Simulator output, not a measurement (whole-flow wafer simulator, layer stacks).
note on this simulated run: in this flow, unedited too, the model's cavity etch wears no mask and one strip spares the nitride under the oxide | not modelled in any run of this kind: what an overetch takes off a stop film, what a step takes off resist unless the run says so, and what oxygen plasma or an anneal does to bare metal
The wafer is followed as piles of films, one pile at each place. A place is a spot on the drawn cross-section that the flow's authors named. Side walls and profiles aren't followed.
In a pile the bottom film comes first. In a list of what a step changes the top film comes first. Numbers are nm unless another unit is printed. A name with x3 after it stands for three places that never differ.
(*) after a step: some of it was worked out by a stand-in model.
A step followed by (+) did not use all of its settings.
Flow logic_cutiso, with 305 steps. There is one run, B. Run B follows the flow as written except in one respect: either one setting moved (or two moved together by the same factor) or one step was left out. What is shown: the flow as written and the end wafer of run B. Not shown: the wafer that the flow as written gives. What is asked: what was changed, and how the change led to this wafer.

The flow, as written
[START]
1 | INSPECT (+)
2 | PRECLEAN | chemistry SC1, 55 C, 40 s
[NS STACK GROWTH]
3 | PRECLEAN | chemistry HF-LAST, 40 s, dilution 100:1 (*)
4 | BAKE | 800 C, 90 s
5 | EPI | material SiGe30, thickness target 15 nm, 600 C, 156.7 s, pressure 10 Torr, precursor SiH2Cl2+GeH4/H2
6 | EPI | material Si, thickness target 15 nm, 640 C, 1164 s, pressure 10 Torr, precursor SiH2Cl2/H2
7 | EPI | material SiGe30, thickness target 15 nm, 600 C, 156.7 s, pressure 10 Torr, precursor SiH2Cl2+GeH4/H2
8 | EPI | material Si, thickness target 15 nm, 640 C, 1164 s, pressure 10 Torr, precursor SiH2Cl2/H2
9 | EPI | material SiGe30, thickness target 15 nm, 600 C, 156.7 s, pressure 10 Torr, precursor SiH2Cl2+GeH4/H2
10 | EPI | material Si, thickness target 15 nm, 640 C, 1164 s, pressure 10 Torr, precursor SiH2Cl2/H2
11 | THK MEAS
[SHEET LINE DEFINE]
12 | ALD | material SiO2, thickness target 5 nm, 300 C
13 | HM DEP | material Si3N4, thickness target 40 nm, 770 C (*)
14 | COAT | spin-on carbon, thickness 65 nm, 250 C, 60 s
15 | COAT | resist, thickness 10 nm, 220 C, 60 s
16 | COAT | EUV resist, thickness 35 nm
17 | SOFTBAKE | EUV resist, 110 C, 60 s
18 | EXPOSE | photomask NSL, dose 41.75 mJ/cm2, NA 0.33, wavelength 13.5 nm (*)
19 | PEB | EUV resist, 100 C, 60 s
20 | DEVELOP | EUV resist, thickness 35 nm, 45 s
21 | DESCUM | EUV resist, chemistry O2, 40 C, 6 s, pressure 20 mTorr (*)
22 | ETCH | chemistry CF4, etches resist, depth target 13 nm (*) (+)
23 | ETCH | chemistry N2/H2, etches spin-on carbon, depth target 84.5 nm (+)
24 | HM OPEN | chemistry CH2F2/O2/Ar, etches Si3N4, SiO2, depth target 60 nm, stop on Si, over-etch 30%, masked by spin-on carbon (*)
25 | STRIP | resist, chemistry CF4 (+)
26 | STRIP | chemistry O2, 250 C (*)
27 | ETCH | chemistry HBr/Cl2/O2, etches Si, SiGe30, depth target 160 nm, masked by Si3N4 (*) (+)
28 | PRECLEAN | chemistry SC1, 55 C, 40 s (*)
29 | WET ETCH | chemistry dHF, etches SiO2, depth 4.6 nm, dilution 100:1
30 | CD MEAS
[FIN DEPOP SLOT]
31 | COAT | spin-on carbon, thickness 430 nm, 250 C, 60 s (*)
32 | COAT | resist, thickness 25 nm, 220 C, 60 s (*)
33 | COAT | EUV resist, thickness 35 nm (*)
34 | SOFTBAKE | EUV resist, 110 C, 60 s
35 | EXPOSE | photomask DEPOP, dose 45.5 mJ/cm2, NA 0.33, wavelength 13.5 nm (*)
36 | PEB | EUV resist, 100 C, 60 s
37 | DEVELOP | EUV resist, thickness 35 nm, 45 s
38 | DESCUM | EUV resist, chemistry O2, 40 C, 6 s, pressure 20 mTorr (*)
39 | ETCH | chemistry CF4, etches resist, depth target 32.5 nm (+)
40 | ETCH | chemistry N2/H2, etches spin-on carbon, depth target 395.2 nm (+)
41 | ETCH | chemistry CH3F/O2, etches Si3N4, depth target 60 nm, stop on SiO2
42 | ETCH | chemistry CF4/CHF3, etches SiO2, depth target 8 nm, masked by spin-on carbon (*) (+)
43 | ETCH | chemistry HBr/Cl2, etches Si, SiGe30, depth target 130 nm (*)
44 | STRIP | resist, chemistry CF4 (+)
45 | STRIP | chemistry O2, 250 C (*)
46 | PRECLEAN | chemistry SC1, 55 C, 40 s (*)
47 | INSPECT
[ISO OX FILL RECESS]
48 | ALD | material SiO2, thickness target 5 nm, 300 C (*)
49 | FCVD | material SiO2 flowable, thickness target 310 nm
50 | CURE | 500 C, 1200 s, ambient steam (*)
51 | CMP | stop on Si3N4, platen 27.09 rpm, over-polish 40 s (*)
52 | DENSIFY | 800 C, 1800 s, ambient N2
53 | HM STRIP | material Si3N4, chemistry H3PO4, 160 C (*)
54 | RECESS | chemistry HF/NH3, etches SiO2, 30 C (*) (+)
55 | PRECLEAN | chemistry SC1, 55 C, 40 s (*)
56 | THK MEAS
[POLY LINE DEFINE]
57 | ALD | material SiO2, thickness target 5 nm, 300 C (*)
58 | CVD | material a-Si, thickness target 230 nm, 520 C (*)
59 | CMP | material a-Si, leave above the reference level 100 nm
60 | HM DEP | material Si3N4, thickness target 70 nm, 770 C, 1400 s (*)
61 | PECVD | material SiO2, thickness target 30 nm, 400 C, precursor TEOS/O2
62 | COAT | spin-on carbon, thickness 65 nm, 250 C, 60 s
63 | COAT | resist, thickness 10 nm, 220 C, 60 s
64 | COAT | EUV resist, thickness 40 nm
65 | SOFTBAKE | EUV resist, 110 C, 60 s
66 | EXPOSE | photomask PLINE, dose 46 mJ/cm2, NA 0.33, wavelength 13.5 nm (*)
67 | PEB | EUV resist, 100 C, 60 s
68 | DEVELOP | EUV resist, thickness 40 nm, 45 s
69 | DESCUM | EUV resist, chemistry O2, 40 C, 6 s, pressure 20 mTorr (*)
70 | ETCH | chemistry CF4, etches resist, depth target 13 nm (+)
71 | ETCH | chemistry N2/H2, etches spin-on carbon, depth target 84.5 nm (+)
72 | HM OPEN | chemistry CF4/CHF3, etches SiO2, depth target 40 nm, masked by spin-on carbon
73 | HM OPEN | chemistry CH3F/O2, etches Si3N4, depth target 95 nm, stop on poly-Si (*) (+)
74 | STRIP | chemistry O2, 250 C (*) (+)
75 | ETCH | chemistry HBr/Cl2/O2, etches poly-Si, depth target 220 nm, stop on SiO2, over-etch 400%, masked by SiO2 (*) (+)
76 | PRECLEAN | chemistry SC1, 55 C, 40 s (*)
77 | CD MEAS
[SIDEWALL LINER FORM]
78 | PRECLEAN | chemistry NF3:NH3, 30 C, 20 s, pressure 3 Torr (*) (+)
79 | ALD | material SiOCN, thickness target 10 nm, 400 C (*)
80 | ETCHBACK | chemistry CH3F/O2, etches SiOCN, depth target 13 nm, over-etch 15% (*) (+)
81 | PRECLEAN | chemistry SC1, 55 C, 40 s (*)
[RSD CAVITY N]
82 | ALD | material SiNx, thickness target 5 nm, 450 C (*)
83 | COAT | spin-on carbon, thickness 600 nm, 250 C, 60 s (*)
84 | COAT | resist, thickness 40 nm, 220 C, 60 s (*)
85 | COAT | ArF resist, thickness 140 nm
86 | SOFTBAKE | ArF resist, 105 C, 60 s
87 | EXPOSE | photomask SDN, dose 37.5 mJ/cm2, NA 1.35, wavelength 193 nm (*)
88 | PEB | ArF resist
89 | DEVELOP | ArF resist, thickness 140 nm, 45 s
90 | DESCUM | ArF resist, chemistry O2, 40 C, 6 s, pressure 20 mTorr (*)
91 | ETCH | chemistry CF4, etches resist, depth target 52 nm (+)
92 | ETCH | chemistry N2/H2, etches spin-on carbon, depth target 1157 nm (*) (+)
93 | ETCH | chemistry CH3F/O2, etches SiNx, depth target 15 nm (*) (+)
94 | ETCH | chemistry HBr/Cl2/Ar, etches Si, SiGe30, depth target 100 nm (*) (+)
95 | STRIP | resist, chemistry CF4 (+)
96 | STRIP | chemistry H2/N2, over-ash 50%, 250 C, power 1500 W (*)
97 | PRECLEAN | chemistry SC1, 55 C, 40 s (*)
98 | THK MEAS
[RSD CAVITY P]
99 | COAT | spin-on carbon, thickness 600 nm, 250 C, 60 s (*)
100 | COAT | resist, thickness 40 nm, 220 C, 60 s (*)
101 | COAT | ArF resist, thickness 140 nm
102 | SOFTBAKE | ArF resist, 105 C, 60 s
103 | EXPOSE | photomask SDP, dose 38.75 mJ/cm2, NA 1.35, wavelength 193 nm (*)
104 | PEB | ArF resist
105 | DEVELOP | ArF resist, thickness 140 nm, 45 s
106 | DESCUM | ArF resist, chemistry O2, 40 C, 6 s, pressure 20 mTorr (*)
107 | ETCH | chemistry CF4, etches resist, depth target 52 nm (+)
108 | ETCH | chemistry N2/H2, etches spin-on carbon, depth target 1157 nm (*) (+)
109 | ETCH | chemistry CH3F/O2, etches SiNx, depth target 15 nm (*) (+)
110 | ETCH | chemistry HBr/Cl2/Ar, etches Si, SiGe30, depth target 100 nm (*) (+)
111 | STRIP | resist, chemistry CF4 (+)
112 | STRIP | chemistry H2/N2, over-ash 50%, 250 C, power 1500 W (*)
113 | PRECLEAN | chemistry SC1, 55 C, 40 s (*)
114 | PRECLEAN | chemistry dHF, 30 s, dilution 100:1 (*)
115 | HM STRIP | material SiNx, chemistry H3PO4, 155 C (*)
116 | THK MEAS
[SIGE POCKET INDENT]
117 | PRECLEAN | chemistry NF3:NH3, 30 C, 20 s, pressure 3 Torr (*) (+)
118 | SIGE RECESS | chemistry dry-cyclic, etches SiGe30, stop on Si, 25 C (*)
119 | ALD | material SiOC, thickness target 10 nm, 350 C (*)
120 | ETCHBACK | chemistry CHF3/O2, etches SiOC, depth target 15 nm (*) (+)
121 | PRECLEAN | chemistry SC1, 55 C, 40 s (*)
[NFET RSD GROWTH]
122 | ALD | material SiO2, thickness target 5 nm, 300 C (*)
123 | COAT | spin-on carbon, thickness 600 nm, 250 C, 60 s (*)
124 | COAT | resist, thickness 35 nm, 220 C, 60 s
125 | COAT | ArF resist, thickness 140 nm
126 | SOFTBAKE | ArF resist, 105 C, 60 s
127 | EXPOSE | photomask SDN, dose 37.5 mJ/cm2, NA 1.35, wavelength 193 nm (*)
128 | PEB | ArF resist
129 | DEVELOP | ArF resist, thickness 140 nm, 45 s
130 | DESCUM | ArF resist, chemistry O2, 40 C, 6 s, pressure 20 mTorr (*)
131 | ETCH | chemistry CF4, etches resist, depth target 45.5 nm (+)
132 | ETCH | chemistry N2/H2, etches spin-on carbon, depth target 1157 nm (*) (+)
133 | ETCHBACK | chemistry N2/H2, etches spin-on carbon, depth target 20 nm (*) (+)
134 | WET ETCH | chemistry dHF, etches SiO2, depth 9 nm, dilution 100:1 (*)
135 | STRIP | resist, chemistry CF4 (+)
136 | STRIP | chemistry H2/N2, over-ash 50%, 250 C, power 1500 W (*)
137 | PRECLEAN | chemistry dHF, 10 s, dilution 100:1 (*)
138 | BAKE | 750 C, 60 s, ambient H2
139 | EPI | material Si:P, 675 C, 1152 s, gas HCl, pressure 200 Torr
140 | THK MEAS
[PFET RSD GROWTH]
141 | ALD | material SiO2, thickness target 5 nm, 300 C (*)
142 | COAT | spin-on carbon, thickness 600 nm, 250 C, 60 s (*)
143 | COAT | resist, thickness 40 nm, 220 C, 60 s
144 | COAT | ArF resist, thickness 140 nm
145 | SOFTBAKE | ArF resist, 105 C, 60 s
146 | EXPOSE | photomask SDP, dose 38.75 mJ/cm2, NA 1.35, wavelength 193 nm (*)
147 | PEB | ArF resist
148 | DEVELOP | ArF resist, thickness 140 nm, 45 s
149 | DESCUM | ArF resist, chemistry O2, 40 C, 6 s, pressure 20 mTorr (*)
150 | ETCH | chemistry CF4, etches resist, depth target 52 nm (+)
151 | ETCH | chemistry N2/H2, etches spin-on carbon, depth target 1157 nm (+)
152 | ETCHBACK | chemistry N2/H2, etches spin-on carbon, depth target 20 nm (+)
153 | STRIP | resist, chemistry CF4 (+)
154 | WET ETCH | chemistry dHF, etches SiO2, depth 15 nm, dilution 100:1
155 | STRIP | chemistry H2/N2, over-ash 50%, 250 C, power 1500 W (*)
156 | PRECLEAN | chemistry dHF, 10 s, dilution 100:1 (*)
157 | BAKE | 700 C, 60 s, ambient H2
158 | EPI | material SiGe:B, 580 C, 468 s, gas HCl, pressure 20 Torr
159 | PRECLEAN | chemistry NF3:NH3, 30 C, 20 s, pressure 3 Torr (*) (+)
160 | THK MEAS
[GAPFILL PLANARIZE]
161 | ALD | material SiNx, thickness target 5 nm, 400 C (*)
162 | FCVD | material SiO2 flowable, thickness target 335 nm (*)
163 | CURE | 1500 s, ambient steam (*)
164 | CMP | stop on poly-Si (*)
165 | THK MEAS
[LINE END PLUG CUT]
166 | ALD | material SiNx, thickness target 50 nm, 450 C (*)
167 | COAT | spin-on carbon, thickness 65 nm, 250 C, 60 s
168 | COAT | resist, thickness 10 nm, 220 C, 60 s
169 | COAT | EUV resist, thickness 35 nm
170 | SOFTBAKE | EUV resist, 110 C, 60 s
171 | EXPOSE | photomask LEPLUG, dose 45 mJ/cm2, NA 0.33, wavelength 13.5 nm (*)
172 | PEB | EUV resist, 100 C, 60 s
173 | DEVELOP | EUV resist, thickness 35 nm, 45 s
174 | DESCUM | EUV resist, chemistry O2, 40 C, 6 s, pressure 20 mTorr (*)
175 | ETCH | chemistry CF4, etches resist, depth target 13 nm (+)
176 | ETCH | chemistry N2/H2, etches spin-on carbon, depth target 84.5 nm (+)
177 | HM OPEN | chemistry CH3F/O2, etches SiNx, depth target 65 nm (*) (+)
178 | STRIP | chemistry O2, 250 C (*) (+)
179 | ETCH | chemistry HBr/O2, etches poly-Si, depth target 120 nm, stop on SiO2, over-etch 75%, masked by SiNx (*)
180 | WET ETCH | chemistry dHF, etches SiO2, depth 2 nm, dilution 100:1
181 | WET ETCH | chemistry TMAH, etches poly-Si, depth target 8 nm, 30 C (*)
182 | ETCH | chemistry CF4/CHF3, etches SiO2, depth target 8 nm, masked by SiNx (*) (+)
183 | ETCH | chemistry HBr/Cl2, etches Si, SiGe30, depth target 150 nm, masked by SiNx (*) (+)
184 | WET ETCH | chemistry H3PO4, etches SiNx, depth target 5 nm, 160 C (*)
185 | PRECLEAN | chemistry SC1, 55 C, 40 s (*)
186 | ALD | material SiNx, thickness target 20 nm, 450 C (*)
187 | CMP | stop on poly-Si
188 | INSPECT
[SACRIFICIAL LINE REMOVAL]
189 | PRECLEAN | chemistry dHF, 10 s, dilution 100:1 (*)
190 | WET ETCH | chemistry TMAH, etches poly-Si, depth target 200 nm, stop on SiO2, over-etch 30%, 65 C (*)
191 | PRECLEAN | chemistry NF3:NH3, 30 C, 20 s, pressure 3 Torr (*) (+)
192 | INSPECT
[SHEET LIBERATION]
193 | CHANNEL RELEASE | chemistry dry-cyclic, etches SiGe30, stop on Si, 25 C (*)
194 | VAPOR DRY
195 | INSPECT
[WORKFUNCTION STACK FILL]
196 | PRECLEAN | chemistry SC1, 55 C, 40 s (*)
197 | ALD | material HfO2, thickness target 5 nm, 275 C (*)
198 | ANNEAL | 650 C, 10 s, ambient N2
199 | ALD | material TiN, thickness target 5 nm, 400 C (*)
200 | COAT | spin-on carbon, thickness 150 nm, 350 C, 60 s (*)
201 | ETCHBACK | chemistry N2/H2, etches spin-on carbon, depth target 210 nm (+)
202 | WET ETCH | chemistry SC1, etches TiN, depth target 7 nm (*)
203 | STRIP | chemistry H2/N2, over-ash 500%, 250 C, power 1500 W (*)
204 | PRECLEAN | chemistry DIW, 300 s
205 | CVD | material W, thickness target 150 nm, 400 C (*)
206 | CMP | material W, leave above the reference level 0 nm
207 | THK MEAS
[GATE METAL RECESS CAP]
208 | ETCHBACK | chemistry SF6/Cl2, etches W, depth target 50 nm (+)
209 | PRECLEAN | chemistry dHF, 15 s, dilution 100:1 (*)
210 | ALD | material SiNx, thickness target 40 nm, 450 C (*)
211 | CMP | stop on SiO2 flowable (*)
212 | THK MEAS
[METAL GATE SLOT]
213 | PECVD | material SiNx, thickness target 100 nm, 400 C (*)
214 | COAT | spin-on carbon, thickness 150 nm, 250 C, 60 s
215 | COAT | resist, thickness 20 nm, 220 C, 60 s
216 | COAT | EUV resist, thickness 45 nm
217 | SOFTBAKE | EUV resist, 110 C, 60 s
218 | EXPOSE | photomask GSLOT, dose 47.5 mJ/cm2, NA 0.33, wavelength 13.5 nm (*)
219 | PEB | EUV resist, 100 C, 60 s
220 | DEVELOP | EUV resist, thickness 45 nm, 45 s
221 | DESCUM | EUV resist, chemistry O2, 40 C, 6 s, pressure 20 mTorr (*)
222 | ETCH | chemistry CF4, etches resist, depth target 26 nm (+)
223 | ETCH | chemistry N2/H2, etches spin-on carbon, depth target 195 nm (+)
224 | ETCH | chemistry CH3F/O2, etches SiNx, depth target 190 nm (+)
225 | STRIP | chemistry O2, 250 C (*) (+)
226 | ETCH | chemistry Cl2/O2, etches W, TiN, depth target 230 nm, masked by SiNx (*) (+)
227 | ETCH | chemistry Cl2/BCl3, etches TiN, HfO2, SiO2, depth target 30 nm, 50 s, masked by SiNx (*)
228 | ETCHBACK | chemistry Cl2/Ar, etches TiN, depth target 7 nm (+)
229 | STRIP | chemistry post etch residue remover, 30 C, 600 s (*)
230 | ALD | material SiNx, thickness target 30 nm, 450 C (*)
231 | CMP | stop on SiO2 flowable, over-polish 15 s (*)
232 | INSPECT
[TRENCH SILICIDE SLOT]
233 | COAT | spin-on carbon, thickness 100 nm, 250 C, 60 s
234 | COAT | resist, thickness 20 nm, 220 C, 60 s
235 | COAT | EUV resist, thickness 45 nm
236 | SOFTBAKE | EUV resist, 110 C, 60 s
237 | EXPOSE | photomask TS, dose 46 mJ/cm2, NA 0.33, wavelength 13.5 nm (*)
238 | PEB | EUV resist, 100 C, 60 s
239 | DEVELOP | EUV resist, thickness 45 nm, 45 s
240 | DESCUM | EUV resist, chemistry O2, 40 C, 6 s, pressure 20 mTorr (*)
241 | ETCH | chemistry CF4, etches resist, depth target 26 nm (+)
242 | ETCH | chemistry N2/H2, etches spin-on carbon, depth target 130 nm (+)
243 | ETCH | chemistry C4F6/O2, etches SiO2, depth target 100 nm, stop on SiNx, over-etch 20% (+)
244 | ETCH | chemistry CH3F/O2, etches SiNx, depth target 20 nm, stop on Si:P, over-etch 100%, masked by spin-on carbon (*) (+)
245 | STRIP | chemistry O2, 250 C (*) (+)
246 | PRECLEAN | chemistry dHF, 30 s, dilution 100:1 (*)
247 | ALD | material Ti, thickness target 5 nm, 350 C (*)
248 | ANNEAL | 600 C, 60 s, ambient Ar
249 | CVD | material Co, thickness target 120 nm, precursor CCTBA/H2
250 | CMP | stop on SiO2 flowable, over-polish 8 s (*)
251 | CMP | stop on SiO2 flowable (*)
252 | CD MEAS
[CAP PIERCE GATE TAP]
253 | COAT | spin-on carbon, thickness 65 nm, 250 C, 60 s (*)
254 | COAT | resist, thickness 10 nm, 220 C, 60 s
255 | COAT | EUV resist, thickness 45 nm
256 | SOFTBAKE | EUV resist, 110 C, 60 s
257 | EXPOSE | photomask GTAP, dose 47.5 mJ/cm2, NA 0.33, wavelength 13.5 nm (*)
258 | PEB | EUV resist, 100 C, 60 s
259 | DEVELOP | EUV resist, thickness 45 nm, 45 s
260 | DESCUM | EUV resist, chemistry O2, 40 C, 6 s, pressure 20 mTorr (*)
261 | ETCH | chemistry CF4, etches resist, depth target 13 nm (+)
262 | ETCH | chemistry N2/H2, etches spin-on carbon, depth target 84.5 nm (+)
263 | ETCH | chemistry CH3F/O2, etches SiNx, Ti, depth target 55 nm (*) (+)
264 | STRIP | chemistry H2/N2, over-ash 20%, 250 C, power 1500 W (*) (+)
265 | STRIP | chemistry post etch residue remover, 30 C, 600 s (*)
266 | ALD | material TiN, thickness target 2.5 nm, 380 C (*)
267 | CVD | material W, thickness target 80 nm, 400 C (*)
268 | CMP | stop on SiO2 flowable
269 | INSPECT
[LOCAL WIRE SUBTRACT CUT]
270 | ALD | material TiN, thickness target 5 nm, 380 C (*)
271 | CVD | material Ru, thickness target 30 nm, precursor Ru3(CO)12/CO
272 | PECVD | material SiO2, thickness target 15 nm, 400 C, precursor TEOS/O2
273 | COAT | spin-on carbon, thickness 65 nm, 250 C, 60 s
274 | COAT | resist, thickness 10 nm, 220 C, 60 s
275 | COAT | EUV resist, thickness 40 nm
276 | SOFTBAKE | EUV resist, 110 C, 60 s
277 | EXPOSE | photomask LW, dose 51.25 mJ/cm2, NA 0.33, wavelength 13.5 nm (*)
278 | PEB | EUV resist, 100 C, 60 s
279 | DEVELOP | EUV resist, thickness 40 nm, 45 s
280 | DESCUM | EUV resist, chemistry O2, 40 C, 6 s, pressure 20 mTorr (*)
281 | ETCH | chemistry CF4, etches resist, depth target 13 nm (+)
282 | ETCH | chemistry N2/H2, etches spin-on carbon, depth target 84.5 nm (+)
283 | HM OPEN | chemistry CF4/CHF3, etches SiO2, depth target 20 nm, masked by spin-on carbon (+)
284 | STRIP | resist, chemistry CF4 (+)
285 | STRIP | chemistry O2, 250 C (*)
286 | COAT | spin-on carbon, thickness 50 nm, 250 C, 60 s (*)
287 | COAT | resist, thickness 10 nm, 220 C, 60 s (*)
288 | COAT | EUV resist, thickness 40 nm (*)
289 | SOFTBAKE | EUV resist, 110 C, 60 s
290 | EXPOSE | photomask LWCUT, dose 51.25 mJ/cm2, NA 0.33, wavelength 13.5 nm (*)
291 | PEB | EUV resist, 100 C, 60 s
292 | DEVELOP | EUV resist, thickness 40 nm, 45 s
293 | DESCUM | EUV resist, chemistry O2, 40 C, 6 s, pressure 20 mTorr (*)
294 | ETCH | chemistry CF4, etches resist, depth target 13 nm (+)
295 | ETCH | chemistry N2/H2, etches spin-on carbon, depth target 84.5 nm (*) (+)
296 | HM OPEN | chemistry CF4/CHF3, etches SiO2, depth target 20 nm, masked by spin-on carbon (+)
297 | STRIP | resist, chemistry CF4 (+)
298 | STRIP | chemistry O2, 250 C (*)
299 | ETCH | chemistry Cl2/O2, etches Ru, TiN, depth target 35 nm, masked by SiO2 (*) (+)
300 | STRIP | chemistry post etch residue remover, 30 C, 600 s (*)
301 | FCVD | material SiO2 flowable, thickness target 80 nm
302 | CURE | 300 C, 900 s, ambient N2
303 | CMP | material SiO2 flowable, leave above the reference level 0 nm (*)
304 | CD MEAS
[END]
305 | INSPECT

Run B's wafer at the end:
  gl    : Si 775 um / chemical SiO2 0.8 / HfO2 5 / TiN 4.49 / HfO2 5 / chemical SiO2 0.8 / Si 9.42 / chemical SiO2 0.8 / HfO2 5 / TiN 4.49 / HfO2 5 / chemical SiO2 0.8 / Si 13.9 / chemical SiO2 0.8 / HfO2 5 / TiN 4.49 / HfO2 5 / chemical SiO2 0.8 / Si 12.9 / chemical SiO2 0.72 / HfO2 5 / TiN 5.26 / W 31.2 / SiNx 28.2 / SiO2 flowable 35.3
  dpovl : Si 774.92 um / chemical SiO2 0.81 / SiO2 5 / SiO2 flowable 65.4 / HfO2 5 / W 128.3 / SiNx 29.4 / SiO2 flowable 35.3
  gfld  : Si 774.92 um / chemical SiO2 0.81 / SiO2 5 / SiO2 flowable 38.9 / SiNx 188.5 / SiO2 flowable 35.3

Cause: step 6, EPI: 815.1 s was run, while the flow as written has 1164 s.

Step by step, how the change led to this:
  6 | EPI | material Si, thickness target 15 nm, 640 C, 1164 s, pressure 10 Torr, precursor SiH2Cl2/H2
      depop, dpovl, gfld and 19 more: +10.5 Si (new film) (in the flow as written it would be: +15 Si (new film))
  27 | ETCH | chemistry HBr/Cl2/O2, etches Si, SiGe30, depth target 160 nm, masked by Si3N4 (*) (+)
      gfld, gxf, iso, lnri: -0.79 chemical SiO2 (all of it), -11.4 Si (all of it), -15 SiGe30 (all of it), -15 Si (all of it), -15 SiGe30 (all of it), -10.5 Si (all of it), -15 SiGe30 (all of it), -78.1 Si (in the flow as written it would be: -0.79 chemical SiO2 (all of it), -11.4 Si (all of it), -15 SiGe30 (all of it), -15 Si (all of it), -15 SiGe30 (all of it), -15 Si (all of it), -15 SiGe30 (all of it), -73.6 Si)
      dpovl, nsgap: -0.79 chemical SiO2 (all of it), -11.8 Si (all of it), -15 SiGe30 (all of it), -15 Si (all of it), -15 SiGe30 (all of it), -10.5 Si (all of it), -15 SiGe30 (all of it), -77.7 Si (in the flow as written it would be: -0.79 chemical SiO2 (all of it), -11.8 Si (all of it), -15 SiGe30 (all of it), -15 Si (all of it), -15 SiGe30 (all of it), -15 Si (all of it), -15 SiGe30 (all of it), -73.2 Si)
      (and at 1 other place as well)
  43 | ETCH | chemistry HBr/Cl2, etches Si, SiGe30, depth target 130 nm (*)
      depop: -14 Si (all of it), -15 SiGe30 (all of it), -15 Si (all of it), -15 SiGe30 (all of it), -10.5 Si (all of it), -15 SiGe30 (all of it), -45.5 Si (in the flow as written it would be: -14 Si (all of it), -15 SiGe30 (all of it), -15 Si (all of it), -15 SiGe30 (all of it), -15 Si (all of it), -15 SiGe30 (all of it), -41 Si)
  94 | ETCH | chemistry HBr/Cl2/Ar, etches Si, SiGe30, depth target 100 nm (*) (+)
      rsdn, rsdx: -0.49 chemical SiO2 (all of it), -12.8 Si (all of it), -15 SiGe30 (all of it), -15 Si (all of it), -15 SiGe30 (all of it), -10.5 Si (all of it), -15 SiGe30 (all of it), -16.7 Si (in the flow as written it would be: -0.49 chemical SiO2 (all of it), -12.8 Si (all of it), -15 SiGe30 (all of it), -15 Si (all of it), -15 SiGe30 (all of it), -15 Si (all of it), -15 SiGe30 (all of it), -12.2 Si)
  110 | ETCH | chemistry HBr/Cl2/Ar, etches Si, SiGe30, depth target 100 nm (*) (+)
      rsdp, rsdw: -0.49 chemical SiO2 (all of it), -12.8 Si (all of it), -15 SiGe30 (all of it), -15 Si (all of it), -15 SiGe30 (all of it), -10.5 Si (all of it), -15 SiGe30 (all of it), -16.7 Si (in the flow as written it would be: -0.49 chemical SiO2 (all of it), -12.8 Si (all of it), -15 SiGe30 (all of it), -15 Si (all of it), -15 SiGe30 (all of it), -15 Si (all of it), -15 SiGe30 (all of it), -12.2 Si)
  183 | ETCH | chemistry HBr/Cl2, etches Si, SiGe30, depth target 150 nm, masked by SiNx (*) (+)
      plug: -13.6 Si (all of it), -15 SiGe30 (all of it), -15 Si (all of it), -15 SiGe30 (all of it), -10.5 Si (all of it), -15 SiGe30 (all of it), -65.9 Si (in the flow as written it would be: -13.6 Si (all of it), -15 SiGe30 (all of it), -15 Si (all of it), -15 SiGe30 (all of it), -15 Si (all of it), -15 SiGe30 (all of it), -61.4 Si)
